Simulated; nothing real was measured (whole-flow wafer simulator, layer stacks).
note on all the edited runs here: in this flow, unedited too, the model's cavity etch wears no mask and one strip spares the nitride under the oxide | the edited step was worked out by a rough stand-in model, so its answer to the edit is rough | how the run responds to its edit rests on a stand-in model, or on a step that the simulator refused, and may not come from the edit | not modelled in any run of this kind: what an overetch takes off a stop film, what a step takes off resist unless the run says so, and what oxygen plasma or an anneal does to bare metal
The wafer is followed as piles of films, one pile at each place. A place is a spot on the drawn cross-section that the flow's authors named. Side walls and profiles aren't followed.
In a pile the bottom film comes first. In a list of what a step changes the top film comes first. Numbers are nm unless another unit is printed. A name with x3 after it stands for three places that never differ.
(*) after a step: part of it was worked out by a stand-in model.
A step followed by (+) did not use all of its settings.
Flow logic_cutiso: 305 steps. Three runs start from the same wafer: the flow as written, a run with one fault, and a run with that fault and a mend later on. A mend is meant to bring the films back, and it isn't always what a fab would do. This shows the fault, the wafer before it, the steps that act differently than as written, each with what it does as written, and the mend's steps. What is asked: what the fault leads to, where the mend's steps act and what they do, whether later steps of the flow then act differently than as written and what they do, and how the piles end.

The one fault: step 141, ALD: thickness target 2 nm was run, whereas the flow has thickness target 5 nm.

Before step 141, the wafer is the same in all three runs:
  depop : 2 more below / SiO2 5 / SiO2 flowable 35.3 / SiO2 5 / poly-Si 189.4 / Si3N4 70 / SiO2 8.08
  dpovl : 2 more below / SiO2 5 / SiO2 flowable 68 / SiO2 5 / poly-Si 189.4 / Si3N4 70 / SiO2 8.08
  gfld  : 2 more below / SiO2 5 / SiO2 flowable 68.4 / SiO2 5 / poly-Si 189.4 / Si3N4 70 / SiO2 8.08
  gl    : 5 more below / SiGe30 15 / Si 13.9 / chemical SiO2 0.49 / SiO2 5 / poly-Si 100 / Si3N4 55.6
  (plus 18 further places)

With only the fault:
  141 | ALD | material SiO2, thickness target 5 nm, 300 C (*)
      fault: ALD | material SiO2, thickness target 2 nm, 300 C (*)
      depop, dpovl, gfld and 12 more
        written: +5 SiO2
        fault: +2 SiO2
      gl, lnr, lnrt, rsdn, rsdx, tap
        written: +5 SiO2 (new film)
        fault: +2 SiO2 (new film)
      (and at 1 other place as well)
  Steps further on in the flow that do not act as written (25 more steps, not shown, differ only slightly: by at most 2% or 0.5 nm, whichever is larger):
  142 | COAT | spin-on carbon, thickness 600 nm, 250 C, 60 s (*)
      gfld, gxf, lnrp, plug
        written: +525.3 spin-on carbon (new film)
        fault: +509.3 spin-on carbon (new film)
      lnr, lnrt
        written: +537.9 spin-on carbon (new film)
        fault: +522 spin-on carbon (new film)
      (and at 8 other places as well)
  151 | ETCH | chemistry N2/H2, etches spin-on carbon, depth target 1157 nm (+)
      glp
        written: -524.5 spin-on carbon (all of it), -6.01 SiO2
        fault: -508.5 spin-on carbon (all of it), -5.48 SiO2 (all of it), -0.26 Si3N4
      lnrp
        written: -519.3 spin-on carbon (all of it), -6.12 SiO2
        fault: -503.3 spin-on carbon (all of it), -5.48 SiO2 (all of it), -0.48 SiOCN
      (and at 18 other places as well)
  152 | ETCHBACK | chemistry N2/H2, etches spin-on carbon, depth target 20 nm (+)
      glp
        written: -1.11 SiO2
        fault: -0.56 Si3N4
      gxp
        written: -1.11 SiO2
        fault: -1.17 SiO2 (all of it)
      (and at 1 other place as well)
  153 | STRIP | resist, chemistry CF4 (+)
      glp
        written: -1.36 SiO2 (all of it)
        fault: -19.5 Si3N4
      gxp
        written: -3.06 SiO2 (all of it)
        fault: -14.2 Si3N4
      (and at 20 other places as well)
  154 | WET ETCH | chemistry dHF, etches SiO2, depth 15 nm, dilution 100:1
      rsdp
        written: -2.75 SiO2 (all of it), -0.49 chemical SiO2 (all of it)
        fault: -0.49 chemical SiO2 (all of it)
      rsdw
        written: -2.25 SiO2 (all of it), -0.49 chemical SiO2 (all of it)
        fault: -0.49 chemical SiO2 (all of it)
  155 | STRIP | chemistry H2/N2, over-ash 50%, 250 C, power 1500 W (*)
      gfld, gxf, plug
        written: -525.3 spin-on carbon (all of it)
        fault: -509.3 spin-on carbon (all of it)
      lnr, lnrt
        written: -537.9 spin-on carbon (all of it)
        fault: -522 spin-on carbon (all of it)
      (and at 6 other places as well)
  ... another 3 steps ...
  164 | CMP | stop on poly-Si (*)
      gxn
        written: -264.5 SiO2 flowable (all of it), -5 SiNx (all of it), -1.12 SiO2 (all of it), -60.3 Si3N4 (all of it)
        fault: -260.7 SiO2 flowable (all of it), -5.65 SiNx (all of it), -59.8 Si3N4 (all of it)
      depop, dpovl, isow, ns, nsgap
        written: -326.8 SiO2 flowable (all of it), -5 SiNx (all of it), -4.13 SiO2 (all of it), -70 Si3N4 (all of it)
        fault: -326.8 SiO2 flowable (all of it), -5 SiNx (all of it), -1.12 SiO2 (all of it), -70 Si3N4 (all of it)
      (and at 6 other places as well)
  The piles end different from the flow's at iso by more than 2% or 0.5 nm, whichever is larger.
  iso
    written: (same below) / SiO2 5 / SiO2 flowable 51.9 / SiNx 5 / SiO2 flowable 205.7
    fault: (same below) / SiO2 5 / SiO2 flowable 48.6 / SiNx 5 / SiO2 flowable 209.1

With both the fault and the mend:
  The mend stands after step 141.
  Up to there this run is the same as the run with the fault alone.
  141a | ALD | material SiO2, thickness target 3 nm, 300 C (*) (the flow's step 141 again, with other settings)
      depop, dpovl, gfld and 18 more
        +3 SiO2
      gxn
        +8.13 SiO2
  None of the later steps of the flow differs from how it acts as written, at any place that is followed, by more than 2% or 0.5 nm, whichever is larger.
  The piles end the same as the flow's at every place that both follow.
